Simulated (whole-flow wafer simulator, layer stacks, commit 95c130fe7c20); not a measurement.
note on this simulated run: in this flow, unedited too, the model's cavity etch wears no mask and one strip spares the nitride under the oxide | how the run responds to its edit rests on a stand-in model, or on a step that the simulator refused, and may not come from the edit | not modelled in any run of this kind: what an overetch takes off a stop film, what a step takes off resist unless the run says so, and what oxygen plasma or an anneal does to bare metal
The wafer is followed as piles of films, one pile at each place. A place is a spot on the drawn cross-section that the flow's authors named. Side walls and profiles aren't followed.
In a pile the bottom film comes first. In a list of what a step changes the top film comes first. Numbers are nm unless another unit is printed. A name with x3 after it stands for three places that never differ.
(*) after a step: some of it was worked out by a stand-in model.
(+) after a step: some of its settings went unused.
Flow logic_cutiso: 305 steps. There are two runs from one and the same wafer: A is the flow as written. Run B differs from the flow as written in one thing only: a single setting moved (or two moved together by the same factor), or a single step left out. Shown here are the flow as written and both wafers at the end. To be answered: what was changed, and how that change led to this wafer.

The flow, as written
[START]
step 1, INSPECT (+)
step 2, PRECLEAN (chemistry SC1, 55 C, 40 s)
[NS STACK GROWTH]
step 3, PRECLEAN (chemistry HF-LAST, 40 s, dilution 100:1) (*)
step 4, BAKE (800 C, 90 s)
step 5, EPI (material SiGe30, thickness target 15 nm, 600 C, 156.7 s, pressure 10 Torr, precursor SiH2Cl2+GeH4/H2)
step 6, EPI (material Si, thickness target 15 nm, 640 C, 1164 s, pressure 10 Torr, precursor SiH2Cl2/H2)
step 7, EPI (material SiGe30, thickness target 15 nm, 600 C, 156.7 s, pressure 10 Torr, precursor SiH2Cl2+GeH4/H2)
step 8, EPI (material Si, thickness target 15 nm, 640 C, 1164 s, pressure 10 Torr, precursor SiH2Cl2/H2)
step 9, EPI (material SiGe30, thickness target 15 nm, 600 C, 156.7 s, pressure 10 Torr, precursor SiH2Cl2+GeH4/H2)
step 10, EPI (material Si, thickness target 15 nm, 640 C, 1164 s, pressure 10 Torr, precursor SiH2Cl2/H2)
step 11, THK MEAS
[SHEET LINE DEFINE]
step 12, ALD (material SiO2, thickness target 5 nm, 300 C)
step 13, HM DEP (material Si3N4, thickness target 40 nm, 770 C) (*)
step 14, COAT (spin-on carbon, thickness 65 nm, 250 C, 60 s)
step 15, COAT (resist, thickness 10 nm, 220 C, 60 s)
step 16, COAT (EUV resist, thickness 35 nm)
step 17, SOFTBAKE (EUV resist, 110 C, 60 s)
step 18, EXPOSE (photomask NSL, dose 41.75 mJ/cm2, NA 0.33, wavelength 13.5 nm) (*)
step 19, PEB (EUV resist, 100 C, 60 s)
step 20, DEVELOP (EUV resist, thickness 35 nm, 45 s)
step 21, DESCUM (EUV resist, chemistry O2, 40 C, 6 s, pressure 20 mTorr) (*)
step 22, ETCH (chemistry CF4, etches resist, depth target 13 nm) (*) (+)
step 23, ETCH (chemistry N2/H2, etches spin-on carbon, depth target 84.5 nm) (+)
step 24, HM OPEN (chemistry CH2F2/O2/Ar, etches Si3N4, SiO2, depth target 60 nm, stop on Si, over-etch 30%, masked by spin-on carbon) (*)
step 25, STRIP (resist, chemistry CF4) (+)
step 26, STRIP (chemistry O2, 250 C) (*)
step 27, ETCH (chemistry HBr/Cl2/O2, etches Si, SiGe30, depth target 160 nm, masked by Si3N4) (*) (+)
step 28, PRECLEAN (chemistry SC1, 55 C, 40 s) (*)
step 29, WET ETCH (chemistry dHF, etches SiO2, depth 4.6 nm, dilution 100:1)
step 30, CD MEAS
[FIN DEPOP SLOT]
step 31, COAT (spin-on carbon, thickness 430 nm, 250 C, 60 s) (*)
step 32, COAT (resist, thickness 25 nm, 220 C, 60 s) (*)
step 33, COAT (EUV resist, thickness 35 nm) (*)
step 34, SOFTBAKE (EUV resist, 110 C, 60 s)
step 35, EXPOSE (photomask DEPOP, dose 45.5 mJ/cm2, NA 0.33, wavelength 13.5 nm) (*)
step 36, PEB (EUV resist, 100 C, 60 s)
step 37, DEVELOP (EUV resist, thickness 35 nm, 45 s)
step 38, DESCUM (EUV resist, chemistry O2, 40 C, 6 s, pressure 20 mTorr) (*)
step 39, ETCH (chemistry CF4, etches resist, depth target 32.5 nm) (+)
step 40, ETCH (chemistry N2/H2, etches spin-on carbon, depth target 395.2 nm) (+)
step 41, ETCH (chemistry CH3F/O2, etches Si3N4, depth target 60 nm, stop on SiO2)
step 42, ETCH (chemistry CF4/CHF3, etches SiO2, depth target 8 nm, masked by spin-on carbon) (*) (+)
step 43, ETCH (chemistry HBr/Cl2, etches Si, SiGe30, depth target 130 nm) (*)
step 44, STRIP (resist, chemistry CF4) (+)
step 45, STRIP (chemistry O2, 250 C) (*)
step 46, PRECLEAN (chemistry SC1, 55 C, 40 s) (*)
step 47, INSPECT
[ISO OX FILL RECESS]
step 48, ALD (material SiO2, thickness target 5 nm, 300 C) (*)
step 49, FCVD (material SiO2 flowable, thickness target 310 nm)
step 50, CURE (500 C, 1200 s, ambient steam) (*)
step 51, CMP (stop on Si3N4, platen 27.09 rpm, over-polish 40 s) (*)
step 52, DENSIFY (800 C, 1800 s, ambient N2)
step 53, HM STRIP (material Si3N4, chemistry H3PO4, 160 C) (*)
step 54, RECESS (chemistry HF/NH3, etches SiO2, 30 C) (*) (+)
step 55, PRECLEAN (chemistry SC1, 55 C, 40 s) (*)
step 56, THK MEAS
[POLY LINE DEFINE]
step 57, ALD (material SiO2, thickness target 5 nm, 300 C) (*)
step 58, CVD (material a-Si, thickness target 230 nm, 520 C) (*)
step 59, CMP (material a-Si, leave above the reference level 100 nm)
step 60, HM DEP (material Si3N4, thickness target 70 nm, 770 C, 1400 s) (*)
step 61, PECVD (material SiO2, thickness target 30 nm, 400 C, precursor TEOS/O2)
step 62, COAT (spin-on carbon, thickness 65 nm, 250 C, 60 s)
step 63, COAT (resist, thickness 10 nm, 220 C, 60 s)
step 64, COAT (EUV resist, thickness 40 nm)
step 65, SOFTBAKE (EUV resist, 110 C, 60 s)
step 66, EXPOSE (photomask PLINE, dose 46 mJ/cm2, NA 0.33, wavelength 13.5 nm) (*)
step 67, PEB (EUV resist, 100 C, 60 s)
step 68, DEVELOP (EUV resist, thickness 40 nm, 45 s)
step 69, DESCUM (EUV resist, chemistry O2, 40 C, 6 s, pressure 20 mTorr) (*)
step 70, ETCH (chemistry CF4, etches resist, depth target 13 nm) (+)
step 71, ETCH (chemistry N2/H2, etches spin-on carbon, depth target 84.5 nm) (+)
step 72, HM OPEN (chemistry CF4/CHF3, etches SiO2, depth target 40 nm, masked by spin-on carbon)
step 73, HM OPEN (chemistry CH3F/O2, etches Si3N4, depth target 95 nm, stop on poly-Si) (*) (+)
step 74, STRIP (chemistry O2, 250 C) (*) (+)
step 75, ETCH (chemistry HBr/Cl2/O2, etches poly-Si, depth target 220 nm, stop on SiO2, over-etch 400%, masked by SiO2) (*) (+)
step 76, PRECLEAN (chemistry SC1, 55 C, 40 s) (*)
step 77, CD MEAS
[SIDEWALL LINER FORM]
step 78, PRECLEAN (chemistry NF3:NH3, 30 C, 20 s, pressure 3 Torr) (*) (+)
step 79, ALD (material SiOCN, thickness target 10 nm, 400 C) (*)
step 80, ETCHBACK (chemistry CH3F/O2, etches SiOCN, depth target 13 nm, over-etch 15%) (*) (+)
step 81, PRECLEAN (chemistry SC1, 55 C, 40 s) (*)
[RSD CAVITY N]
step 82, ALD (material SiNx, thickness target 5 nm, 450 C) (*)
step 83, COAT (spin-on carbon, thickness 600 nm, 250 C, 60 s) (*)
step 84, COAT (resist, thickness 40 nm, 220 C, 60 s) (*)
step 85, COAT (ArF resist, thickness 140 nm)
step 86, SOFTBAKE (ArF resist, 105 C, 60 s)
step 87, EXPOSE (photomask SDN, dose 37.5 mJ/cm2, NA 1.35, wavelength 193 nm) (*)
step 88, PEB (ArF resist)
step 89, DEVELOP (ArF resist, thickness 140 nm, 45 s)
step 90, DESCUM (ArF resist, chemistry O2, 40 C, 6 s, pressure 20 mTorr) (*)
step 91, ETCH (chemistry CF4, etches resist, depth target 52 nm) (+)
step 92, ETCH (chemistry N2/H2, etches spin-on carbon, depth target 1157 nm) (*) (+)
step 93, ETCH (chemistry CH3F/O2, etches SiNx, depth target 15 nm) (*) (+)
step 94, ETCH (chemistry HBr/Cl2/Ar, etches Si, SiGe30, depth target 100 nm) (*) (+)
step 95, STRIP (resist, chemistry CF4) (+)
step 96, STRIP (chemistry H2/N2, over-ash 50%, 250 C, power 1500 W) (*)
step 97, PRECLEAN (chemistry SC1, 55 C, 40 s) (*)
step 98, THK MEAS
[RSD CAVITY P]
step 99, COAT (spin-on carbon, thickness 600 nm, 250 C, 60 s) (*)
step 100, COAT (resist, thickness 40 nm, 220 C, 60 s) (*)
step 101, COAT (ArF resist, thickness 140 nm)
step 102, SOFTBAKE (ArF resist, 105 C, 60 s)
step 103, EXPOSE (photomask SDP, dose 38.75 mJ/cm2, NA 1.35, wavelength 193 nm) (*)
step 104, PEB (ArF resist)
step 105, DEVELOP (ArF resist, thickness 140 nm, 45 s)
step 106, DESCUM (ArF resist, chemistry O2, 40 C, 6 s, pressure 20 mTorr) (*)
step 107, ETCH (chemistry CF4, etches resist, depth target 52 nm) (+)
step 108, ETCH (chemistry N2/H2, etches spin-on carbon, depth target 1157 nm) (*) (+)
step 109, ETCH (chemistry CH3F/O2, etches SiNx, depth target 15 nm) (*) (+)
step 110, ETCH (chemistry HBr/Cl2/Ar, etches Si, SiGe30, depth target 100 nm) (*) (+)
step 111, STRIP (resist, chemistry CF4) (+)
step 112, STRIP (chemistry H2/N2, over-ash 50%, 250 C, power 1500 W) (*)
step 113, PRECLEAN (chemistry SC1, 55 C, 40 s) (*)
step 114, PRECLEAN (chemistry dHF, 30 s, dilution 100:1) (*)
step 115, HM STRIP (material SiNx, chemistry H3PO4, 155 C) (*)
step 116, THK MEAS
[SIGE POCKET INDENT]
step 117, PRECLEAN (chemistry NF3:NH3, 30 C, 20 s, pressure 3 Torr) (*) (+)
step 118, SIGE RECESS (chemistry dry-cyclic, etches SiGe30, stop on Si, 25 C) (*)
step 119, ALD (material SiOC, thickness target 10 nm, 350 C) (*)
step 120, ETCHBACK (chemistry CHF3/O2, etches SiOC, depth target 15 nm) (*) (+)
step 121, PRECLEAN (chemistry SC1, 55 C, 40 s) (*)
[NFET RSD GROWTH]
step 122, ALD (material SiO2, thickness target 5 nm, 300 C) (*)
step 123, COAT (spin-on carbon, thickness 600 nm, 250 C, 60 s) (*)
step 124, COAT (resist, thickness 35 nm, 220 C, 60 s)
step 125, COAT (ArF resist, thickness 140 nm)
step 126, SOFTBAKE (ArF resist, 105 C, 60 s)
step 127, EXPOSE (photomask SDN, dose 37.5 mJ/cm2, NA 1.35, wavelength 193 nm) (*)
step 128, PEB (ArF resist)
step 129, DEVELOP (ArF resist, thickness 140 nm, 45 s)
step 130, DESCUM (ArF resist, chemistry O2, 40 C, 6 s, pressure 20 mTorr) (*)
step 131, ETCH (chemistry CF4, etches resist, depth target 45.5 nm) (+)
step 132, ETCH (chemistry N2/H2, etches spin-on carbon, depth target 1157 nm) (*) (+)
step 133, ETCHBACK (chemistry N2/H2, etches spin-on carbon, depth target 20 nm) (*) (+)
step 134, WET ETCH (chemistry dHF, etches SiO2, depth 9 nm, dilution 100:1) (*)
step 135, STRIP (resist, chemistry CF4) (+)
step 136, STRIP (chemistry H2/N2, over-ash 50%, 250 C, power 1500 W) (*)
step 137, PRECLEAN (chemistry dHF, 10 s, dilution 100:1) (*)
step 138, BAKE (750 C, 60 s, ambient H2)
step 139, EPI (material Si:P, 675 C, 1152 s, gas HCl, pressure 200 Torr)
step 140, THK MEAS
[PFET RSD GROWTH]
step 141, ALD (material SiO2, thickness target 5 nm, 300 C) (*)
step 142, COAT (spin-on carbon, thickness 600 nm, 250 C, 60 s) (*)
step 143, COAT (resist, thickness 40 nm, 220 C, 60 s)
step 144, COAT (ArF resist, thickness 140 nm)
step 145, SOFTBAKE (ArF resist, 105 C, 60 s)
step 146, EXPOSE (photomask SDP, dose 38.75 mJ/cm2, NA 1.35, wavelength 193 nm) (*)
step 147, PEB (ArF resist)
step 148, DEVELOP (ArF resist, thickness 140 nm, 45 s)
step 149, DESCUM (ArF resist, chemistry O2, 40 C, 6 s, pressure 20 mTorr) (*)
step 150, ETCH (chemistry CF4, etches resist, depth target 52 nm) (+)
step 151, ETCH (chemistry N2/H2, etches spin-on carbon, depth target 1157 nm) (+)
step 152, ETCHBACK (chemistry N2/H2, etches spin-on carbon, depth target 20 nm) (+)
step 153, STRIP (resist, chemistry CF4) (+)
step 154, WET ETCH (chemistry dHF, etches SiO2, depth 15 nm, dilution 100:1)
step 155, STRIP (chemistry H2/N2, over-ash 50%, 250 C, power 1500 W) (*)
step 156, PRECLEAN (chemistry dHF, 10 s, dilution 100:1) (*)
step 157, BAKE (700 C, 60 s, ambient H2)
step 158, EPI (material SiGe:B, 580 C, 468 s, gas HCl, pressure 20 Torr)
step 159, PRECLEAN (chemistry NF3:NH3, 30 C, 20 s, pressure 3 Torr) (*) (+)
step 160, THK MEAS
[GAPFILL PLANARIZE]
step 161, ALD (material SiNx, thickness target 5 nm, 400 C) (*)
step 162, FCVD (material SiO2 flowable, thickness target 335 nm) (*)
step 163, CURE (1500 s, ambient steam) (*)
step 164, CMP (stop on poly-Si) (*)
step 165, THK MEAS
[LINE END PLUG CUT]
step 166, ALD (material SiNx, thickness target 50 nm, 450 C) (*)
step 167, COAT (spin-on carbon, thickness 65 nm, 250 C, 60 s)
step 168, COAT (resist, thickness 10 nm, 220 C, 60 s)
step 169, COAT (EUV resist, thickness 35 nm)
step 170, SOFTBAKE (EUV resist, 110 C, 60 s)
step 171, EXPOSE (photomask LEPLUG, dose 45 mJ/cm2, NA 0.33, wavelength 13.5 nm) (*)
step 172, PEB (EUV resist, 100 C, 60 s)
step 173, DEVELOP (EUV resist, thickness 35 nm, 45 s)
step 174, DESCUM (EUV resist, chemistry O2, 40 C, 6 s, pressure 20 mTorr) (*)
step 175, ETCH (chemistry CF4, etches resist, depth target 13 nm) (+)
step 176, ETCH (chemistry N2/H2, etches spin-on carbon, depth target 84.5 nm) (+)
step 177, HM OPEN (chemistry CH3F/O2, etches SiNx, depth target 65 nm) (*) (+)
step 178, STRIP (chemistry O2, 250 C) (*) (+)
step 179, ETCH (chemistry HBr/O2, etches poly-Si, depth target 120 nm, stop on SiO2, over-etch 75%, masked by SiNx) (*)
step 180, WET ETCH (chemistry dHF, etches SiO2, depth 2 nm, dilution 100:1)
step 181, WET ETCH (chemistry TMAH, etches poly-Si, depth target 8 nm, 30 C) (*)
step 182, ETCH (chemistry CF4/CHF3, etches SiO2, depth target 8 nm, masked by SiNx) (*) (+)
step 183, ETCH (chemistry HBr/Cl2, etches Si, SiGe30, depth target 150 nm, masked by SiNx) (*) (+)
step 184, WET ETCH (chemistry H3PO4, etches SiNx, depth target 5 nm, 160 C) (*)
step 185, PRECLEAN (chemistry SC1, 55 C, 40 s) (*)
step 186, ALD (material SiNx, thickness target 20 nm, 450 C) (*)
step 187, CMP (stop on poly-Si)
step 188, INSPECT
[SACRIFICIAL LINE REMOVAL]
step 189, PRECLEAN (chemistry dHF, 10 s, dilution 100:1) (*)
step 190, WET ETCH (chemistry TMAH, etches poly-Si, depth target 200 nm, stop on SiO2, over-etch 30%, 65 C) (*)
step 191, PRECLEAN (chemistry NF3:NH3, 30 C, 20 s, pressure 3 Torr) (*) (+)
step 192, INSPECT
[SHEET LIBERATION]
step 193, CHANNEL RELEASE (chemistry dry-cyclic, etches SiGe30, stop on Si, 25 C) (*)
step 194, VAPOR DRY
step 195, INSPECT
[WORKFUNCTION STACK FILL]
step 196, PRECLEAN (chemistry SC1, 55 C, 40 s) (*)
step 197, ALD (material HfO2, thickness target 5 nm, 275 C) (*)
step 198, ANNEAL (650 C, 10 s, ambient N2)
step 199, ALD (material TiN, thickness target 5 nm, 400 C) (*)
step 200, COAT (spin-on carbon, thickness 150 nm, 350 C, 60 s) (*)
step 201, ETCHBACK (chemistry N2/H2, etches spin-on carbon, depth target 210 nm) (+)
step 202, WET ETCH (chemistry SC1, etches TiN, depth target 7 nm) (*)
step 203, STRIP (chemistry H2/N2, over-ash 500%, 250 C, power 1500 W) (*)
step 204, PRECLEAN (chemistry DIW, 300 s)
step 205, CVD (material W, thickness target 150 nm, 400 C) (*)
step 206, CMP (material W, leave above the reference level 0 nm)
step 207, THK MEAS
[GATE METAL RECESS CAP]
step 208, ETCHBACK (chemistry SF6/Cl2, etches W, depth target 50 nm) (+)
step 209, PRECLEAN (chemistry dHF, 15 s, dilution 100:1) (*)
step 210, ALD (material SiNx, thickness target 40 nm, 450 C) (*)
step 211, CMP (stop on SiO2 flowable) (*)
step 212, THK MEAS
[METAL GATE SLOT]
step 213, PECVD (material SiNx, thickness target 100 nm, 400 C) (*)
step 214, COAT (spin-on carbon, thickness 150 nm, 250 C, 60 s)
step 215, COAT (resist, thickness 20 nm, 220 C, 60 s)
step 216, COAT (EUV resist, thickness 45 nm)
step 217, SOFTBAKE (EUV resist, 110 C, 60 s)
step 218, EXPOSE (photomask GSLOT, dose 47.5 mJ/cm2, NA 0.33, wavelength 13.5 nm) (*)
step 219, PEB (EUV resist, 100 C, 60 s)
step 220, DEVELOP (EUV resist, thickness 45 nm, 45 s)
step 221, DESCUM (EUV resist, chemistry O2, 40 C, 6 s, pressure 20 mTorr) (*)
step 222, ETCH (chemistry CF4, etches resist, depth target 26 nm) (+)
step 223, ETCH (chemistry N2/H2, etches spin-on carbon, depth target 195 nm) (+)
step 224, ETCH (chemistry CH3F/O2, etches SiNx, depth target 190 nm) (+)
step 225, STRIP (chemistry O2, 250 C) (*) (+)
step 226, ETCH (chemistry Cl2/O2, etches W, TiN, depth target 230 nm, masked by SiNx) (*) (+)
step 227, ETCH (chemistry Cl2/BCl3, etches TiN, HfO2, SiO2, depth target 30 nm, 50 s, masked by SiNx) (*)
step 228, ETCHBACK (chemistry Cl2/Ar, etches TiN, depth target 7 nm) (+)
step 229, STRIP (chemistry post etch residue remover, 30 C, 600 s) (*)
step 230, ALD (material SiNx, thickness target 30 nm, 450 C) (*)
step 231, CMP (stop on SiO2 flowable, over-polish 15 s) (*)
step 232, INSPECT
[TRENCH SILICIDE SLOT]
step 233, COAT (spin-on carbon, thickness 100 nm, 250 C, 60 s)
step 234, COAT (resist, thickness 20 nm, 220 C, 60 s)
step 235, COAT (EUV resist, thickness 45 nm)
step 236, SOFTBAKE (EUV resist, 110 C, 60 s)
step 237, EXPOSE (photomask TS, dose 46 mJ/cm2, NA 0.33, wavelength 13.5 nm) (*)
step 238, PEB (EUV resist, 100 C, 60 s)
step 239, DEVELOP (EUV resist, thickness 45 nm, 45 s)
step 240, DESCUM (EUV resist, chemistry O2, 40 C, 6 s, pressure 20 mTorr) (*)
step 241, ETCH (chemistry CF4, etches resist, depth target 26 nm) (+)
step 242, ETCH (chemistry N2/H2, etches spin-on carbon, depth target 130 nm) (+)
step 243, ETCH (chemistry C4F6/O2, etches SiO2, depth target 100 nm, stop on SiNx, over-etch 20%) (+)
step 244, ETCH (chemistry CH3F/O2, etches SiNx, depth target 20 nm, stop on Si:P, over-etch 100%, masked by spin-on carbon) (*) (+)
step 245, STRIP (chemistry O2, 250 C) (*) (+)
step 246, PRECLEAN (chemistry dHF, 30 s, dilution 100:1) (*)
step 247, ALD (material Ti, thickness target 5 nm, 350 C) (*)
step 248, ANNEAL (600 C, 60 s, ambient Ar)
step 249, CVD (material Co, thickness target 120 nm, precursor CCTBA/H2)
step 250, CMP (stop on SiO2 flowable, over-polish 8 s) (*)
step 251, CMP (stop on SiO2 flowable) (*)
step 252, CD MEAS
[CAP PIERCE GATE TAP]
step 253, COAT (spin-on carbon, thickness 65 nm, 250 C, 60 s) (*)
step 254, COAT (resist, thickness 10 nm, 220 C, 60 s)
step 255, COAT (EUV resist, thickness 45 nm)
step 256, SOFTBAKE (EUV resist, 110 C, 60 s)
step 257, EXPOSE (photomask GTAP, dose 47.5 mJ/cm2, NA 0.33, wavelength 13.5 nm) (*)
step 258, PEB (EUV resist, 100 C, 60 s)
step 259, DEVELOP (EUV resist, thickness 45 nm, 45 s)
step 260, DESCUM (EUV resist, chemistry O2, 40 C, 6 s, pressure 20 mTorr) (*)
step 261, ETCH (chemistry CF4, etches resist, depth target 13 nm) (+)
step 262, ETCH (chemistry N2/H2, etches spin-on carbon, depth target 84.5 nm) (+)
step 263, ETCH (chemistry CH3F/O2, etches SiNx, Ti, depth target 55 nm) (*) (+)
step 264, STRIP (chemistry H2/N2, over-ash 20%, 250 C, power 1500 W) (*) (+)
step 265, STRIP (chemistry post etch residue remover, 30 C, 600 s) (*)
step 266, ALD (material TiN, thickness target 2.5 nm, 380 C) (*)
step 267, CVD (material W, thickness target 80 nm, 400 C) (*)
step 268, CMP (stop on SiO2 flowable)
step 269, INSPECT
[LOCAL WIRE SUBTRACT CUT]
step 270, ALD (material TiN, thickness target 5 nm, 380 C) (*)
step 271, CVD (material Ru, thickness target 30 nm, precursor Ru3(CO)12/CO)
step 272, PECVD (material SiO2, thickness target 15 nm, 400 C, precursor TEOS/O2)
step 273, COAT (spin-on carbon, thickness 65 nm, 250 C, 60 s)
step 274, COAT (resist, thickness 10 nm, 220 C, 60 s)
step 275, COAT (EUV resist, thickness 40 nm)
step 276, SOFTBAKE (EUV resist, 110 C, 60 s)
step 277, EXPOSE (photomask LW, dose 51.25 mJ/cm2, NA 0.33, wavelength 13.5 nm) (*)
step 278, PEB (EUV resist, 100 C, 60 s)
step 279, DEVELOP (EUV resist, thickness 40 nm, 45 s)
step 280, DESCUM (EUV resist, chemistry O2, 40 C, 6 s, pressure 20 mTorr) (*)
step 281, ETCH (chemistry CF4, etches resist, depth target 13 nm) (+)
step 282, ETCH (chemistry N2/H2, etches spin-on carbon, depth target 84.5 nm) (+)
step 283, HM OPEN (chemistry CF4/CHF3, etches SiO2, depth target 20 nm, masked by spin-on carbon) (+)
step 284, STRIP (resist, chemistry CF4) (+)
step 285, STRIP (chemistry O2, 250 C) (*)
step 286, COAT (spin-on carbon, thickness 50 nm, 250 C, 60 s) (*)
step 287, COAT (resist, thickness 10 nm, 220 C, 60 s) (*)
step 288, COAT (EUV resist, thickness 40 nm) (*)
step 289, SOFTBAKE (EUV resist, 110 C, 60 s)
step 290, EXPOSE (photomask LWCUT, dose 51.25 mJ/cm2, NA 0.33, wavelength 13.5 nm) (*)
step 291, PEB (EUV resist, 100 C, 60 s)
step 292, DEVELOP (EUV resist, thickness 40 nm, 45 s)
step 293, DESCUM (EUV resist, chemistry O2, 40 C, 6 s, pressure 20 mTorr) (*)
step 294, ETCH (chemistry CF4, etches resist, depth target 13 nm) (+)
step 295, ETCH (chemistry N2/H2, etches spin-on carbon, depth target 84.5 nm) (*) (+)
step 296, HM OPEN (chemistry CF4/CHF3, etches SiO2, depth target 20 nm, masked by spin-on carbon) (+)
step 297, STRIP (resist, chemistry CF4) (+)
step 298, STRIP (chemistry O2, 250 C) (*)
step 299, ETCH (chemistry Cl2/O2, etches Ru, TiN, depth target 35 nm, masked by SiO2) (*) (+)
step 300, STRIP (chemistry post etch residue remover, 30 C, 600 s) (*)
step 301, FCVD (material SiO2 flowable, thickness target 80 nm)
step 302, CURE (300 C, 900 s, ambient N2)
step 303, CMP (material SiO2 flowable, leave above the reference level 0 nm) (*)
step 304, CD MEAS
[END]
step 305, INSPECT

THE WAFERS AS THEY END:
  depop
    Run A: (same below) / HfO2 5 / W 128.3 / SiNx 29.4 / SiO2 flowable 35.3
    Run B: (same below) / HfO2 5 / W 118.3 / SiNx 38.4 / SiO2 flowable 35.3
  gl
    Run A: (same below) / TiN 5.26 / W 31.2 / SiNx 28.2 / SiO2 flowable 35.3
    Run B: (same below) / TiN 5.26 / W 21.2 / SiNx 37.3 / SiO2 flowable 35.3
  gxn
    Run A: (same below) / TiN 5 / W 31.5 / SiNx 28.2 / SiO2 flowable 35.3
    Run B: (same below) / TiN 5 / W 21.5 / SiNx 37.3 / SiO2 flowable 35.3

What caused this: step 208, ETCHBACK: depth target 60 nm was run, while the flow as written has depth target 50 nm.

How this came from the change, step by step:
  step 208, ETCHBACK (chemistry SF6/Cl2, etches W, depth target 50 nm) (+)
      depop, dpovl, gfld and 9 more: A W loses 50 | B W loses 60
      iso, rsdn, rsdp, rsdw, rsdx: A SiO2 flowable loses 5 | B SiO2 flowable loses 6
      (also at 5 further places)
  step 210, ALD (material SiNx, thickness target 40 nm, 450 C) (*)
      gfld, gl, glp, gxf, gxn, gxp, tap: A SiNx gains 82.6 (new film) | B SiNx gains 91.2 (new film)
      plug: A SiNx gains 42.5 | B SiNx gains 43.6
  step 211, CMP (stop on SiO2 flowable) (*)
      depop, dpovl, isow, ns, nsgap: A SiNx loses 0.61 | B nothing
  step 224, ETCH (chemistry CH3F/O2, etches SiNx, depth target 190 nm) (+)
      gfld: A SiNx loses 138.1 (all of it), W loses 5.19 | B SiNx loses 147.1 (all of it), W loses 4.29
  step 226, ETCH (chemistry Cl2/O2, etches W, TiN, depth target 230 nm, masked by SiNx) (*) (+)
      depop, dpovl, gl and 18 more: A SiNx loses 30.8 | B SiNx loses 28.5
      gfld: A W loses 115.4 (all of it), TiN loses 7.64 (all of it), HfO2 loses 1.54 | B W loses 106.3 (all of it), TiN loses 7.64 (all of it), HfO2 loses 1.42
  step 231, CMP (stop on SiO2 flowable, over-polish 15 s) (*)
      gfld, gl, glp, gxf, gxn, gxp, plug, tap: A SiNx loses 62.7 | B SiNx loses 65
      depop, dpovl, isow, ns, nsgap: A SiNx loses 62.7 | B SiNx loses 56.6
      (also at 9 further places)
  step 246, PRECLEAN (chemistry dHF, 30 s, dilution 100:1) (*)
      depop, dpovl, isow, ns, nsgap: A SiNx loses 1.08 | B SiNx loses 0.52
  step 251, CMP (stop on SiO2 flowable) (*)
      rsdx: A Ti loses 5 (all of it) | B Ti loses 4.24
      gfld, gl, glp, gxf, gxn, gxp, plug, tap: A SiNx loses 5 | B SiNx loses 4.44
      (also at 8 further places)
  step 263, ETCH (chemistry CH3F/O2, etches SiNx, Ti, depth target 55 nm) (*) (+)
      glp, lnrp, lnrt, plug, rsdn, rsdp, rsdw: A resist loses 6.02 (all of it), spin-on carbon loses 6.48 | B resist loses 6.02 (all of it), spin-on carbon loses 11.9
      depop, dpovl, gl, isow, ns, nsgap: A resist loses 6.03 (all of it), spin-on carbon loses 6.46 | B resist loses 6.03 (all of it), spin-on carbon loses 11.8
      (also at 9 further places)
  step 264, STRIP (chemistry H2/N2, over-ash 20%, 250 C, power 1500 W) (*) (+)
      gfld, gl, gxf, gxn, gxp, lnr, lnri, lnrp: A spin-on carbon loses 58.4 (all of it) | B spin-on carbon loses 53.1 (all of it)
      glp, lnrt, plug, rsdn, rsdp, rsdw: A spin-on carbon loses 58.4 (all of it) | B spin-on carbon loses 53 (all of it)
      (also at 7 further places)
  step 265, STRIP (chemistry post etch residue remover, 30 C, 600 s) (*)
      rsdx: A nothing | B Ti loses 0.76 (all of it)
      iso: A Ti loses 0.66 (all of it) | B Ti loses 1.17 (all of it)
  step 267, CVD (material W, thickness target 80 nm, 400 C) (*)
      tap: A W gains 111.4 (new film) | B W gains 121.2 (new film)
  step 268, CMP (stop on SiO2 flowable)
      gfld, gl, glp, gxf, gxn, gxp, plug: A W loses 80.2 (all of it), TiN loses 2.5 (all of it), SiNx loses 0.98 | B W loses 80.2 (all of it), TiN loses 2.5 (all of it), SiNx loses 1.54
      lnr, lnri, lnrp, lnrt: A W loses 80 (all of it), TiN loses 2.5 (all of it), SiOCN loses 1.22 | B W loses 80 (all of it), TiN loses 2.5 (all of it), SiOCN loses 1.78
      (also at 3 further places)
